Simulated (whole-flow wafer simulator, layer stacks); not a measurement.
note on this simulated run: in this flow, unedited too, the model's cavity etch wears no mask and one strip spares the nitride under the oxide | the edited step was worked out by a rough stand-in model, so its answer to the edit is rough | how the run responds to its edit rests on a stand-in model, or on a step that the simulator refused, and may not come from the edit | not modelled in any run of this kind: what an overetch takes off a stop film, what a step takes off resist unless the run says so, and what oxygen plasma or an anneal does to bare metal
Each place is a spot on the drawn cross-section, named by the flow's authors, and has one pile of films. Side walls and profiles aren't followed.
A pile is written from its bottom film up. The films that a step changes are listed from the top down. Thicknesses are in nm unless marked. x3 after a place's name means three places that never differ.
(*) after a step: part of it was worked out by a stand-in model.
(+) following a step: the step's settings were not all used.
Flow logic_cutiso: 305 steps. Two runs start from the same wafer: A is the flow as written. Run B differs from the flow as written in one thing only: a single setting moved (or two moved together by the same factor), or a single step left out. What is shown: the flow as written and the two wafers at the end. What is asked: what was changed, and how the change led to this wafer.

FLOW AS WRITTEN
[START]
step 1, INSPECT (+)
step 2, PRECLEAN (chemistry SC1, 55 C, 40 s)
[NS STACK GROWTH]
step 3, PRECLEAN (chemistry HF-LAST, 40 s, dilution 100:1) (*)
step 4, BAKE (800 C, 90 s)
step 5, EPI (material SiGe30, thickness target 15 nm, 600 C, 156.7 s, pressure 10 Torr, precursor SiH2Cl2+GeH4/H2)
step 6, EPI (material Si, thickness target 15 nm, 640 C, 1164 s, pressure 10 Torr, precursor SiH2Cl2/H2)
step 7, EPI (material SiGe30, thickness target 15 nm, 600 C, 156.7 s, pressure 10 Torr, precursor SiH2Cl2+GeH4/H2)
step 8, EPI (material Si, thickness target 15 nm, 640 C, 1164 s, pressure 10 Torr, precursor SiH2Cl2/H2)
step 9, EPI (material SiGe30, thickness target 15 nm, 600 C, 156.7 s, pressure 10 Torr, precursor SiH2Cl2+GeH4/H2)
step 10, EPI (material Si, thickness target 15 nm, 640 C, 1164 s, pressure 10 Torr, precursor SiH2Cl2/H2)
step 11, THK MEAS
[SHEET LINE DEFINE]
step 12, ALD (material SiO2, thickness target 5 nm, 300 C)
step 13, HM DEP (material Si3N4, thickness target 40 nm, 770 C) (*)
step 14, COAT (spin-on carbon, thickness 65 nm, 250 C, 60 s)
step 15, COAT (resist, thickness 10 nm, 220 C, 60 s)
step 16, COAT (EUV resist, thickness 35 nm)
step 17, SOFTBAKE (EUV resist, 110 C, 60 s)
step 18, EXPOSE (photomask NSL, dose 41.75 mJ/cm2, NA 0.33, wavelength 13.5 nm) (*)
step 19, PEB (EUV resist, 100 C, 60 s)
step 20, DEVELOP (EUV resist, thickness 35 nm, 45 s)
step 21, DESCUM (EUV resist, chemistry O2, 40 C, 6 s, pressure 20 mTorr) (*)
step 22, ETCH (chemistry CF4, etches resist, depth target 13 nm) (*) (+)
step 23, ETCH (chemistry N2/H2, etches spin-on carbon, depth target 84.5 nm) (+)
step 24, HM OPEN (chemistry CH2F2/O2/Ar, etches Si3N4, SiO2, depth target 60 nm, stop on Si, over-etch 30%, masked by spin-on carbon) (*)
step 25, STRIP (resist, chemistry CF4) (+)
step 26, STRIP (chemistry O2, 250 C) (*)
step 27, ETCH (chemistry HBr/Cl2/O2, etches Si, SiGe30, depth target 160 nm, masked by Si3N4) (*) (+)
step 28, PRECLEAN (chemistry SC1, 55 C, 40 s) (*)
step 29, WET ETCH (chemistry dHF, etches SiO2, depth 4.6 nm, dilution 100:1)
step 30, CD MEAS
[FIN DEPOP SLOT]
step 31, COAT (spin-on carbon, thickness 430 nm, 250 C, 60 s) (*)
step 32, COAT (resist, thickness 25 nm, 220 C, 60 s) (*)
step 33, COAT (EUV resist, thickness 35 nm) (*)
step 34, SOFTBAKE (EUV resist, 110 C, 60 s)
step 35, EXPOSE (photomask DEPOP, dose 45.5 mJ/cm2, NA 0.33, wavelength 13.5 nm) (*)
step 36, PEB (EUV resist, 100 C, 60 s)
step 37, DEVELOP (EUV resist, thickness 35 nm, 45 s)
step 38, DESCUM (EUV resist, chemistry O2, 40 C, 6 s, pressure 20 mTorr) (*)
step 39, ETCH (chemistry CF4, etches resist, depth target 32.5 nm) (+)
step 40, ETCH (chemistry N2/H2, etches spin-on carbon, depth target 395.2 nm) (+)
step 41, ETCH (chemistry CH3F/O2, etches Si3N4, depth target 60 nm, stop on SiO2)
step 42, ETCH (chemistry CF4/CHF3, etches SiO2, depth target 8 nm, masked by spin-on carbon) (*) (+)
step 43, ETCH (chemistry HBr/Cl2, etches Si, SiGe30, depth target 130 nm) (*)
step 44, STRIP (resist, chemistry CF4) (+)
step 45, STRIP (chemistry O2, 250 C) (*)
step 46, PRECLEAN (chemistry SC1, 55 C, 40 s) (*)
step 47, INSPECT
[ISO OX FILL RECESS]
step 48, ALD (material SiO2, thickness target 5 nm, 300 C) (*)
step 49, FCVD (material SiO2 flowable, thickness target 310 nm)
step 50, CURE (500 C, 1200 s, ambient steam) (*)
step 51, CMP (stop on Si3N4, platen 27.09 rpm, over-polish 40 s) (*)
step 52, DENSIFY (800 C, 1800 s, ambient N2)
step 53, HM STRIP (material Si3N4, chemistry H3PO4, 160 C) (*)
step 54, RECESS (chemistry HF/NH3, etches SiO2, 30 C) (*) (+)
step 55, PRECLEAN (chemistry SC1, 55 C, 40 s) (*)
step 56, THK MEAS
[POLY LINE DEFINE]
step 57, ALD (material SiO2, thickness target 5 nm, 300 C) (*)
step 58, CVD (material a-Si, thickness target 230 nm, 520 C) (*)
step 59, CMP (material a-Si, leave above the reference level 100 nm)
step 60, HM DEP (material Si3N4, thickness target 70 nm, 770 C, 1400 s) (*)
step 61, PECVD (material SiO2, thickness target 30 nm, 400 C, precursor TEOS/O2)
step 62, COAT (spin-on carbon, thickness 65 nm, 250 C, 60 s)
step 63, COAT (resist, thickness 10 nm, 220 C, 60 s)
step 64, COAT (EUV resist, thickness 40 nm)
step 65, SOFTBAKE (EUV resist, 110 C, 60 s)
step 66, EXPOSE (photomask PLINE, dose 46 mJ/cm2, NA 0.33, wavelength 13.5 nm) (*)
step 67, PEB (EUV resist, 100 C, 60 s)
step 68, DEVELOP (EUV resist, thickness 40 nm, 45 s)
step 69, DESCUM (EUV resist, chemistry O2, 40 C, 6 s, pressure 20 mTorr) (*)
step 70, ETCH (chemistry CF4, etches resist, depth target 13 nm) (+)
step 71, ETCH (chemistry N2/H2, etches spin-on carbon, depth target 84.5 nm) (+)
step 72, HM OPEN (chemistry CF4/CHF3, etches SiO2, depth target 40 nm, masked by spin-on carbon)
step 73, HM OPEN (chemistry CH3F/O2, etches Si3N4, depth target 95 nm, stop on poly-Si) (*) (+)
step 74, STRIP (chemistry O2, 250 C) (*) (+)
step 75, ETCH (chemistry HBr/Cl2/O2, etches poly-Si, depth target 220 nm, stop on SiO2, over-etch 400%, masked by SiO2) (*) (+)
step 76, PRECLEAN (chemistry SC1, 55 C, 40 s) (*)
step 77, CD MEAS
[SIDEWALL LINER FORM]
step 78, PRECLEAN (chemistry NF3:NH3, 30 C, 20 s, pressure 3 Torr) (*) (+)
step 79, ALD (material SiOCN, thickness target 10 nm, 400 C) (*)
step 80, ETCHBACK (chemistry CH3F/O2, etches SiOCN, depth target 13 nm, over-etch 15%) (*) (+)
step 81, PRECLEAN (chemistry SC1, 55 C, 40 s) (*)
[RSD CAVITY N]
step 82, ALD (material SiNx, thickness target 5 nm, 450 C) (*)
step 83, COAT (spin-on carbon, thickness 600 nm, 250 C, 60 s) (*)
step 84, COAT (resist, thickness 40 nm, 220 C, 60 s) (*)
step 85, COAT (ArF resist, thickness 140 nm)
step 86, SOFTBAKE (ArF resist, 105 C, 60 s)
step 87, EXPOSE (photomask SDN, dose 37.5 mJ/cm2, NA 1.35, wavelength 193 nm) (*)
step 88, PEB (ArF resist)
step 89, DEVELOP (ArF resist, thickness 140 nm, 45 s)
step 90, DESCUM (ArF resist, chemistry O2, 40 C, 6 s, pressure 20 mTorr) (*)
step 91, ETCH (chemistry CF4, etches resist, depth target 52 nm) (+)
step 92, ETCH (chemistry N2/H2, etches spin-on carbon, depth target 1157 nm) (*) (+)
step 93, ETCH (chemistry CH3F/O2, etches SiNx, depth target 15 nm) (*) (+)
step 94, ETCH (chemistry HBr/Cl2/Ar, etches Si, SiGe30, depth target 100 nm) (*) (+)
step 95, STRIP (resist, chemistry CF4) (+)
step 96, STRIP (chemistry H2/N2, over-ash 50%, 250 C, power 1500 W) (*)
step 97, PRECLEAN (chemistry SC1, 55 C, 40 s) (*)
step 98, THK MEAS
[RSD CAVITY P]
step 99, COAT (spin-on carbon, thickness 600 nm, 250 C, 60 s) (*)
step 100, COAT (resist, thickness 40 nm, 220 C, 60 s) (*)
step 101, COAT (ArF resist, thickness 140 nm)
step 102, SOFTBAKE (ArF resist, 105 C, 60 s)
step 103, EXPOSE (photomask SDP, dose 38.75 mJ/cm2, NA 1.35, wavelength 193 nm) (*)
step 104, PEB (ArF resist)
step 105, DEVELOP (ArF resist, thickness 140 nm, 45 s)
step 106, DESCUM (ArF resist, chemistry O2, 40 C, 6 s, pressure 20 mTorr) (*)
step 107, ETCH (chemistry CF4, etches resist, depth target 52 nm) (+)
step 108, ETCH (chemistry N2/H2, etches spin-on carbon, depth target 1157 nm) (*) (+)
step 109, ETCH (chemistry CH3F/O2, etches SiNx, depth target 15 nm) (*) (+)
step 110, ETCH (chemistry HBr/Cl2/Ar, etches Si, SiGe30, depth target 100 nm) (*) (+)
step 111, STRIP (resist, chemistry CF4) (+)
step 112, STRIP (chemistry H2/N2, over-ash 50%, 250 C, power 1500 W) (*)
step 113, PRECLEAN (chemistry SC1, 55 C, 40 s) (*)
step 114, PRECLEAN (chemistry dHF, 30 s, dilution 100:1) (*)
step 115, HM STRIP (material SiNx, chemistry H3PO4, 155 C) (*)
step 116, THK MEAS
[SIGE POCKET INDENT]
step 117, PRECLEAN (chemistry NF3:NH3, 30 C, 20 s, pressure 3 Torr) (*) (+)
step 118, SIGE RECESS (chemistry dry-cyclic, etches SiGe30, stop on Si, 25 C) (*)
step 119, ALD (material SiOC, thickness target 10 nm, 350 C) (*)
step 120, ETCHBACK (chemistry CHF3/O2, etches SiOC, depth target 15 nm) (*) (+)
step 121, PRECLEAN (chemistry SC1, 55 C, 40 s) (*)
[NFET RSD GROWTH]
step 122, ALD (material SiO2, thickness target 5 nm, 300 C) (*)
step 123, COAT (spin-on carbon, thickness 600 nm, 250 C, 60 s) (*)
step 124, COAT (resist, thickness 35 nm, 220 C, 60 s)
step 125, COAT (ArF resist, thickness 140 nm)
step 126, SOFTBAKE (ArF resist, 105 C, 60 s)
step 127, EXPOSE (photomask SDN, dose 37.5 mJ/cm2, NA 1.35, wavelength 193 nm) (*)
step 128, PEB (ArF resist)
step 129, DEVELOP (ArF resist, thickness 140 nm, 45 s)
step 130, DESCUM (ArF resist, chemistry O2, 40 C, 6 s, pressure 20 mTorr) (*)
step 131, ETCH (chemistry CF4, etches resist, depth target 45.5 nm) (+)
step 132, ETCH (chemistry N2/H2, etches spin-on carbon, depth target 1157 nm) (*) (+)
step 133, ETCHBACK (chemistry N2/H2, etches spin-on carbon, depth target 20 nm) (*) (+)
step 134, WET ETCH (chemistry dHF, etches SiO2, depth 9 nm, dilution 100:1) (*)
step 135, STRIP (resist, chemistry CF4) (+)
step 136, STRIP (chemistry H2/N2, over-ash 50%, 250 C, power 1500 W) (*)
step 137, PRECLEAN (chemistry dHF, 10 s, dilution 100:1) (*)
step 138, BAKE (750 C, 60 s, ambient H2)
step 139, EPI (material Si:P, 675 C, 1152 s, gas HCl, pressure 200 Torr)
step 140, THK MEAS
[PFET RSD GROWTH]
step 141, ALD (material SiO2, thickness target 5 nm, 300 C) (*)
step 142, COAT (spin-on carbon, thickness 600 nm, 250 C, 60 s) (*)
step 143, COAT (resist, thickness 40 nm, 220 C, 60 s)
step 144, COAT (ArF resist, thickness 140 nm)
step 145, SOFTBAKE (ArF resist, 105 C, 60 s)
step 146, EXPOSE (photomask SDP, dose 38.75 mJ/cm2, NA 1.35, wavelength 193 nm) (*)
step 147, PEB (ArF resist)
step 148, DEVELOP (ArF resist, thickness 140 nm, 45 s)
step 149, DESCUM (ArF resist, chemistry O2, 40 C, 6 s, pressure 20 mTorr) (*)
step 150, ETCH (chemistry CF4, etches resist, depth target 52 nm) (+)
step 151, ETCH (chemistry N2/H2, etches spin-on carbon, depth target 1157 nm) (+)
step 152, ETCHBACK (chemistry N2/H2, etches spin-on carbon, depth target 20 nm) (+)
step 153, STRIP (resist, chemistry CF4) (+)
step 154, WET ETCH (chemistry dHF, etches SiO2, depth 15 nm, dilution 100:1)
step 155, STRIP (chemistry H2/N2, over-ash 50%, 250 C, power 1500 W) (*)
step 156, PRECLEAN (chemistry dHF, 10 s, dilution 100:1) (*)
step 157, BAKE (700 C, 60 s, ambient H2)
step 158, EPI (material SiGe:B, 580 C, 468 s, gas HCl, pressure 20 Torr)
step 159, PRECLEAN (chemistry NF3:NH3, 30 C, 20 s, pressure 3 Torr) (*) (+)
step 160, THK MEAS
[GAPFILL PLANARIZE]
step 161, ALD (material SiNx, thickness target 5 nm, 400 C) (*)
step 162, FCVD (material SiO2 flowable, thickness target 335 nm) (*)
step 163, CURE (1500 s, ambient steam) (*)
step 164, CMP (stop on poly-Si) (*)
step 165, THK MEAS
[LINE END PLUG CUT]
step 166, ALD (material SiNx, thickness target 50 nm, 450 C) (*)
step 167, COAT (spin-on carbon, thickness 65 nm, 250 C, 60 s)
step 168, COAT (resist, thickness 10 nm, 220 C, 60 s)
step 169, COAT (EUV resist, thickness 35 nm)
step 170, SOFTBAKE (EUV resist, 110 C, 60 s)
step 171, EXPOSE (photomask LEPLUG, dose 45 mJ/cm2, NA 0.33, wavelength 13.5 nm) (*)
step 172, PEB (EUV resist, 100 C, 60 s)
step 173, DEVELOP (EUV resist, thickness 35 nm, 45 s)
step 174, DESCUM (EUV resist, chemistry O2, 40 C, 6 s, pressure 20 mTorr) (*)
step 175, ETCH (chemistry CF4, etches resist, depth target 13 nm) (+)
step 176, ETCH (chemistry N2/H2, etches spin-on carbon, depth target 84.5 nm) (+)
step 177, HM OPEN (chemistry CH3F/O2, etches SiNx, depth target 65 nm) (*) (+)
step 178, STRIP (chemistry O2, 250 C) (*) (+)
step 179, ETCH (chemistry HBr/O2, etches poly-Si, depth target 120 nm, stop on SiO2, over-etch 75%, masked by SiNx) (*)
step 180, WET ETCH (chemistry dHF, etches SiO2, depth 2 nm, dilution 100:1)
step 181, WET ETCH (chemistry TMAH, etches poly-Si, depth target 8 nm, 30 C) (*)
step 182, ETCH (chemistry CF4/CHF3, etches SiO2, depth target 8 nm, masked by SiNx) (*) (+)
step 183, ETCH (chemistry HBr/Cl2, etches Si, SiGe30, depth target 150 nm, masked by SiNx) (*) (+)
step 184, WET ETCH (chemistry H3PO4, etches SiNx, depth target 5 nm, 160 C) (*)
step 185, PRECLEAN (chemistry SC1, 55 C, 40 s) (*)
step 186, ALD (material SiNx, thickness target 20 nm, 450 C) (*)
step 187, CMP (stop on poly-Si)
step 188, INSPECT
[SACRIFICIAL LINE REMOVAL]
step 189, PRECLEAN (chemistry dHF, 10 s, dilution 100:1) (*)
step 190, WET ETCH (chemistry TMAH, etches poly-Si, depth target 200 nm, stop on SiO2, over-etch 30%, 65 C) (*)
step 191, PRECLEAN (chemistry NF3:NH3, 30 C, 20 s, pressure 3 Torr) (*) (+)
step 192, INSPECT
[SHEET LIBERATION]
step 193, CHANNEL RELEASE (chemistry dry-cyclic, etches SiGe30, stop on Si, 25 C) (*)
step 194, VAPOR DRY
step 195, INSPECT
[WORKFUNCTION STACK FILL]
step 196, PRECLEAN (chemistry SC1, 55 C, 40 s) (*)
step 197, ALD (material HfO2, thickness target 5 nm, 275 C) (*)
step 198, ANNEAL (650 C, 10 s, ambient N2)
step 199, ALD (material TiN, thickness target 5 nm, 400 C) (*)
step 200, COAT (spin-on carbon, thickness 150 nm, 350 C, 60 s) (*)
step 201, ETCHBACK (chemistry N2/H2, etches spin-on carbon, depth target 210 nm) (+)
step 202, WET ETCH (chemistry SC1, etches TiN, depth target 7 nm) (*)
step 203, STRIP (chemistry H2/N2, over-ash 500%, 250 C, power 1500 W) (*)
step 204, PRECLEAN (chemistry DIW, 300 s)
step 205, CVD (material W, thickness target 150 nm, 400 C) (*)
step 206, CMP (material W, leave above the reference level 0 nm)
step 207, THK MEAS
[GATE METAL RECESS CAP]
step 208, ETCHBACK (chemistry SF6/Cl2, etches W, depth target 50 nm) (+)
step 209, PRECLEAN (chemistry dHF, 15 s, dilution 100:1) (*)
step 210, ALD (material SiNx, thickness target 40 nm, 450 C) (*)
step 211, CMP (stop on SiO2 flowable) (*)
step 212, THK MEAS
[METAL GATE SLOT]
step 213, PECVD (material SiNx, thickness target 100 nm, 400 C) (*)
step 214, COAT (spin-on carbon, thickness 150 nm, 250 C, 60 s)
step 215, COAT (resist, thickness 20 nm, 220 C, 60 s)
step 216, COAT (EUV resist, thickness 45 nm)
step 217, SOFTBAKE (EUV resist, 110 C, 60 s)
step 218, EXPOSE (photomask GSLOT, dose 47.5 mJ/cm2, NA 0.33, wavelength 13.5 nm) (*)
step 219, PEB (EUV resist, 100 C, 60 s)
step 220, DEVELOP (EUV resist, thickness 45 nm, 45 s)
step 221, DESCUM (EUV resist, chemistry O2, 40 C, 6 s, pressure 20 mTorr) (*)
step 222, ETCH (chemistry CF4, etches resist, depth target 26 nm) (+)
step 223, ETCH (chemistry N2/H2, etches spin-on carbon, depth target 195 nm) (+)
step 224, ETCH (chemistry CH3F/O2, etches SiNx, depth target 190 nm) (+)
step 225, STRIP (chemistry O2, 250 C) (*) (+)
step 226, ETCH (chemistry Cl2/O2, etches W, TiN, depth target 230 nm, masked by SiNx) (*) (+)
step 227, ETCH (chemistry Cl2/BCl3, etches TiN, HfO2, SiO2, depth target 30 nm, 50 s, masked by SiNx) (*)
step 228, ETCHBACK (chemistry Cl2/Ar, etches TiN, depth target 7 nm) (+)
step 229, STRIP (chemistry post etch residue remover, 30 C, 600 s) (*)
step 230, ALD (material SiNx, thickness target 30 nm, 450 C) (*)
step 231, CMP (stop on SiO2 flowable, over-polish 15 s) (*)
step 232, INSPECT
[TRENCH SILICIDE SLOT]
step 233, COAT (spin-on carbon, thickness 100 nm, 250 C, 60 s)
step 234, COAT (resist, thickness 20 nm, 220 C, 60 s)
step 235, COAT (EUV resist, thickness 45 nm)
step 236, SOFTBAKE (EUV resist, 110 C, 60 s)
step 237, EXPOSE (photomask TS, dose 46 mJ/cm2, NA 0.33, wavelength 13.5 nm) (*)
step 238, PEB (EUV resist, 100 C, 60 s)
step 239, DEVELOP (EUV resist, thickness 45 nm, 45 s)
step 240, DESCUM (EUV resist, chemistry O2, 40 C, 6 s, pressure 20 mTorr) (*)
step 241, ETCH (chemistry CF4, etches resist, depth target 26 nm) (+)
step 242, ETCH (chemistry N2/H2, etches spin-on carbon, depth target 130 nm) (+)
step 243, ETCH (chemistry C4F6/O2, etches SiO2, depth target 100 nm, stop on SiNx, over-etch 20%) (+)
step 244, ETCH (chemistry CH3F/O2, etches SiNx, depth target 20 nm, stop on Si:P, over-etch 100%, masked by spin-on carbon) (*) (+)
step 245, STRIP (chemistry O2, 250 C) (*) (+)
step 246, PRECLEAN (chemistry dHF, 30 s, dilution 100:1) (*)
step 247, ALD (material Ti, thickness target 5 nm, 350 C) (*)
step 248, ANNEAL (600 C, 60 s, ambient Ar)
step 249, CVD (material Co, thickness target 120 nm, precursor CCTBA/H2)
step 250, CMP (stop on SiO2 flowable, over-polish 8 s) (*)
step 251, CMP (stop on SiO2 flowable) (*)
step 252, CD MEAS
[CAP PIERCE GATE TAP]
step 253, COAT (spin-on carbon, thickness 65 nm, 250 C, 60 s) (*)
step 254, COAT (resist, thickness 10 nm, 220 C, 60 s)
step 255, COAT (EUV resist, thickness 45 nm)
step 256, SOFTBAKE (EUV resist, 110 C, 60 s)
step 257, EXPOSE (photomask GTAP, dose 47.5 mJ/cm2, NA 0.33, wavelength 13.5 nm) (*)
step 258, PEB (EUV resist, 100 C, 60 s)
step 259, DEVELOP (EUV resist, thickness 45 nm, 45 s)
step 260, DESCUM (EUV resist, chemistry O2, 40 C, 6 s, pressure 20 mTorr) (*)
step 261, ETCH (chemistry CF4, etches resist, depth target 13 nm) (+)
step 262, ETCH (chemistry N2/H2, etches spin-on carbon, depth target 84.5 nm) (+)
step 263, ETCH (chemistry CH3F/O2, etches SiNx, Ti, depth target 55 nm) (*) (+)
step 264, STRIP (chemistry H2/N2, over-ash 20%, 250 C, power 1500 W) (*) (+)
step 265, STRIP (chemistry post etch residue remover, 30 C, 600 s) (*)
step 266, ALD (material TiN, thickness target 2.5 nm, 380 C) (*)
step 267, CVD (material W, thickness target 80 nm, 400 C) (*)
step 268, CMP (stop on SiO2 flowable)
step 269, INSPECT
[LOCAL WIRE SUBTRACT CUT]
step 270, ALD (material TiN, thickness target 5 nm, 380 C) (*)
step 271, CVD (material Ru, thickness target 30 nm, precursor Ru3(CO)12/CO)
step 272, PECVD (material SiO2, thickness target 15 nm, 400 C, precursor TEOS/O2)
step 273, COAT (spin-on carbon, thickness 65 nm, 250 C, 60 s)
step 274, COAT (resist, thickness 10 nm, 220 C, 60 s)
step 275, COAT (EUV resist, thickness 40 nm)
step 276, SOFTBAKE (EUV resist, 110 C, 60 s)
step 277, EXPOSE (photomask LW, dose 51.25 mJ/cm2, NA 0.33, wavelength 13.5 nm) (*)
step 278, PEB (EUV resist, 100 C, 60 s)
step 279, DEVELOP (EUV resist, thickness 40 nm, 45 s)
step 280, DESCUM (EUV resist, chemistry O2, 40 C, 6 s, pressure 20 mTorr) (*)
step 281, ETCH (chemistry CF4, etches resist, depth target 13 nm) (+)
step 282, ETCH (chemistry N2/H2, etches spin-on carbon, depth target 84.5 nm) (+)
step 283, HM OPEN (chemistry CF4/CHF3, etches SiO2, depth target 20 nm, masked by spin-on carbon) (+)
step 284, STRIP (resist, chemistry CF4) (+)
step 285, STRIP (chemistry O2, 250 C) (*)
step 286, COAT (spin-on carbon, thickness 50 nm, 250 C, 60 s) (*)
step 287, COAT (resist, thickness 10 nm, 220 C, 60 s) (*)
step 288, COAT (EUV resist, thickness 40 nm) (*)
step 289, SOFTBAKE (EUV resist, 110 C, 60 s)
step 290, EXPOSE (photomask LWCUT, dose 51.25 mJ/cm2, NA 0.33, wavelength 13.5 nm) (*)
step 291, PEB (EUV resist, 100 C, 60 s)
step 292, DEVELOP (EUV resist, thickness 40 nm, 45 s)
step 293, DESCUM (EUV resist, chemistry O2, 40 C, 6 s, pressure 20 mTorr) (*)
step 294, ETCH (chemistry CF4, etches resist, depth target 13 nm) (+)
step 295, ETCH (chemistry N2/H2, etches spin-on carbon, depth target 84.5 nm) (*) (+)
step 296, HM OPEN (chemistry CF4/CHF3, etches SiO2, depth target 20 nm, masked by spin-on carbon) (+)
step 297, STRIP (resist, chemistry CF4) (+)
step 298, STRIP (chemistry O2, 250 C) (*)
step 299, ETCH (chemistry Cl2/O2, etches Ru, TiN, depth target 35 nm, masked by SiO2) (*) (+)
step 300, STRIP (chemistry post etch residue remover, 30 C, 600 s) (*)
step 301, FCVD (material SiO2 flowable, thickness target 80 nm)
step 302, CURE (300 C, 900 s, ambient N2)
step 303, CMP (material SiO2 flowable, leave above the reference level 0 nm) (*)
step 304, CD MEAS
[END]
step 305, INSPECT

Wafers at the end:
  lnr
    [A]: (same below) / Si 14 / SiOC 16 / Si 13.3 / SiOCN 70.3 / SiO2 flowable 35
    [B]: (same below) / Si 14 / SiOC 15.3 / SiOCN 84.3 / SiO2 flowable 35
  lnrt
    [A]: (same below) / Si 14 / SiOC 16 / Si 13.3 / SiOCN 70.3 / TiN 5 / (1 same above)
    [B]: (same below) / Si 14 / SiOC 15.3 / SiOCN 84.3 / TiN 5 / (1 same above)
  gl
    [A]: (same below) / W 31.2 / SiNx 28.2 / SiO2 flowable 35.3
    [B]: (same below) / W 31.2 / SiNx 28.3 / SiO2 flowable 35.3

Cause: step 75, ETCH: over-etch 630% was run, while the flow as written has over-etch 400%.

The path from the change to this, step by step:
  step 75, ETCH (chemistry HBr/Cl2/O2, etches poly-Si, depth target 220 nm, stop on SiO2, over-etch 400%, masked by SiO2) (*) (+)
      lnr, lnrp, lnrt, rsdn, rsdp, rsdw, rsdx: A chemical SiO2 loses 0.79 (all of it), poly-Si loses 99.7 (all of it), SiO2 loses 5 (all of it) | B chemical SiO2 loses 0.79 (all of it), poly-Si loses 99.7 (all of it), SiO2 loses 5 (all of it), chemical SiO2 loses 0.49 (all of it), Si loses 13.9 (all of it)
      iso, lnri: A chemical SiO2 loses 0.79 (all of it), poly-Si loses 189.1 (all of it), SiO2 loses 4.55 | B chemical SiO2 loses 0.79 (all of it), poly-Si loses 189.1 (all of it), SiO2 loses 5 (all of it), SiO2 flowable loses 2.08
      (and at 13 other places as well)
  step 80, ETCHBACK (chemistry CH3F/O2, etches SiOCN, depth target 13 nm, over-etch 15%) (*) (+)
      rsdn, rsdp, rsdw, rsdx: A SiOCN loses 10 (all of it), Si loses 0.7 | B SiOCN loses 10 (all of it), SiGe30 loses 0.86
      lnr, lnrp, lnrt: A SiOCN gains 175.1 | B SiOCN gains 187
  step 94, ETCH (chemistry HBr/Cl2/Ar, etches Si, SiGe30, depth target 100 nm) (*) (+)
      rsdn, rsdx: A chemical SiO2 loses 0.49 (all of it), Si loses 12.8 (all of it), SiGe30 loses 15 (all of it), Si loses 15 (all of it), SiGe30 loses 15 (all of it), Si loses 15 (all of it), SiGe30 loses 15 (all of it), Si loses 12.2 | B chemical SiO2 loses 0.49 (all of it), SiGe30 loses 13.7 (all of it), Si loses 15 (all of it), SiGe30 loses 15 (all of it), Si loses 15 (all of it), SiGe30 loses 15 (all of it), Si loses 26.3
  step 110, ETCH (chemistry HBr/Cl2/Ar, etches Si, SiGe30, depth target 100 nm) (*) (+)
      rsdp, rsdw: A chemical SiO2 loses 0.49 (all of it), Si loses 12.8 (all of it), SiGe30 loses 15 (all of it), Si loses 15 (all of it), SiGe30 loses 15 (all of it), Si loses 15 (all of it), SiGe30 loses 15 (all of it), Si loses 12.2 | B chemical SiO2 loses 0.49 (all of it), SiGe30 loses 13.7 (all of it), Si loses 15 (all of it), SiGe30 loses 15 (all of it), Si loses 15 (all of it), SiGe30 loses 15 (all of it), Si loses 26.3
  step 118, SIGE RECESS (chemistry dry-cyclic, etches SiGe30, stop on Si, 25 C) (*)
      lnr, lnrp, lnrt: A SiOCN loses 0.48, Si loses 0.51, cavity gains 16 (new film), SiGe30 loses 15 (all of it), Si loses 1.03, cavity gains 16 (new film), SiGe30 loses 15 (all of it), Si loses 1.03, cavity gains 16 (new film), SiGe30 loses 15 (all of it), Si loses 0.51 | B SiOCN loses 0.48, cavity gains 15.3 (new film), SiGe30 loses 14.8 (all of it), Si loses 1.03, cavity gains 16 (new film), SiGe30 loses 15 (all of it), Si loses 1.03, cavity gains 16 (new film), SiGe30 loses 15 (all of it), Si loses 0.51
  step 119, ALD (material SiOC, thickness target 10 nm, 350 C) (*)
      lnr, lnrp, lnrt: A SiOC gains 10 (new film), SiOC gains 16 (new film), cavity loses 16 (all of it), SiOC gains 16 (new film), cavity loses 16 (all of it), SiOC gains 16 (new film), cavity loses 16 (all of it) | B SiOC gains 10 (new film), SiOC gains 15.3 (new film), cavity loses 15.3 (all of it), SiOC gains 16 (new film), cavity loses 16 (all of it), SiOC gains 16 (new film), cavity loses 16 (all of it)
  step 120, ETCHBACK (chemistry CHF3/O2, etches SiOC, depth target 15 nm) (*) (+)
      gxn: A SiOC loses 11 (all of it), SiO2 loses 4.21 (all of it) | B SiOC loses 10.8 (all of it), SiO2 loses 2.02 (all of it), Si3N4 loses 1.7
      gxp: A SiOC loses 11 (all of it), SiO2 loses 4.25 (all of it) | B SiOC loses 10.7 (all of it), SiO2 loses 2.07 (all of it), Si3N4 loses 1.69
      (and at 3 other places as well)
  step 122, ALD (material SiO2, thickness target 5 nm, 300 C) (*)
      gxn: A SiO2 gains 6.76 (new film) | B SiO2 gains 5.12 (new film)
      gxp: A SiO2 gains 6.75 (new film) | B SiO2 gains 5.1 (new film)
  step 132, ETCH (chemistry N2/H2, etches spin-on carbon, depth target 1157 nm) (*) (+)
      gxn: A spin-on carbon loses 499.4 (all of it), SiO2 loses 6.06 | B spin-on carbon loses 497.2 (all of it), SiO2 loses 5.12 (all of it), Si3N4 loses 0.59
  step 133, ETCHBACK (chemistry N2/H2, etches spin-on carbon, depth target 20 nm) (*) (+)
      gxn: A SiO2 loses 0.7 (all of it), Si3N4 loses 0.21 | B Si3N4 loses 0.56
  step 139, EPI (material Si:P, 675 C, 1152 s, gas HCl, pressure 200 Torr)
      rsdn, rsdx: A Si:P gains 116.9 (new film) | B Si:P gains 131 (new film)
  step 141, ALD (material SiO2, thickness target 5 nm, 300 C) (*)
      gxp: A SiO2 gains 5 | B SiO2 gains 7.07
  step 158, EPI (material SiGe:B, 580 C, 468 s, gas HCl, pressure 20 Torr)
      rsdp, rsdw: A SiGe:B gains 116.8 (new film) | B SiGe:B gains 131 (new film)
  step 164, CMP (stop on poly-Si) (*)
      depop, dpovl, isow, ns, nsgap: A SiO2 flowable loses 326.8 (all of it), SiNx loses 5 (all of it), SiO2 loses 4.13 (all of it), Si3N4 loses 70 (all of it) | B SiO2 flowable loses 326.8 (all of it), SiNx loses 5 (all of it), SiO2 loses 1.95 (all of it), Si3N4 loses 70 (all of it)
      gfld, gxf, plug: A SiO2 flowable loses 251.9 (all of it), SiNx loses 5 (all of it), SiO2 loses 4.13 (all of it), Si3N4 loses 70 (all of it) | B SiO2 flowable loses 252.6 (all of it), SiNx loses 5 (all of it), SiO2 loses 1.95 (all of it), Si3N4 loses 70 (all of it)
      (and at 9 other places as well)
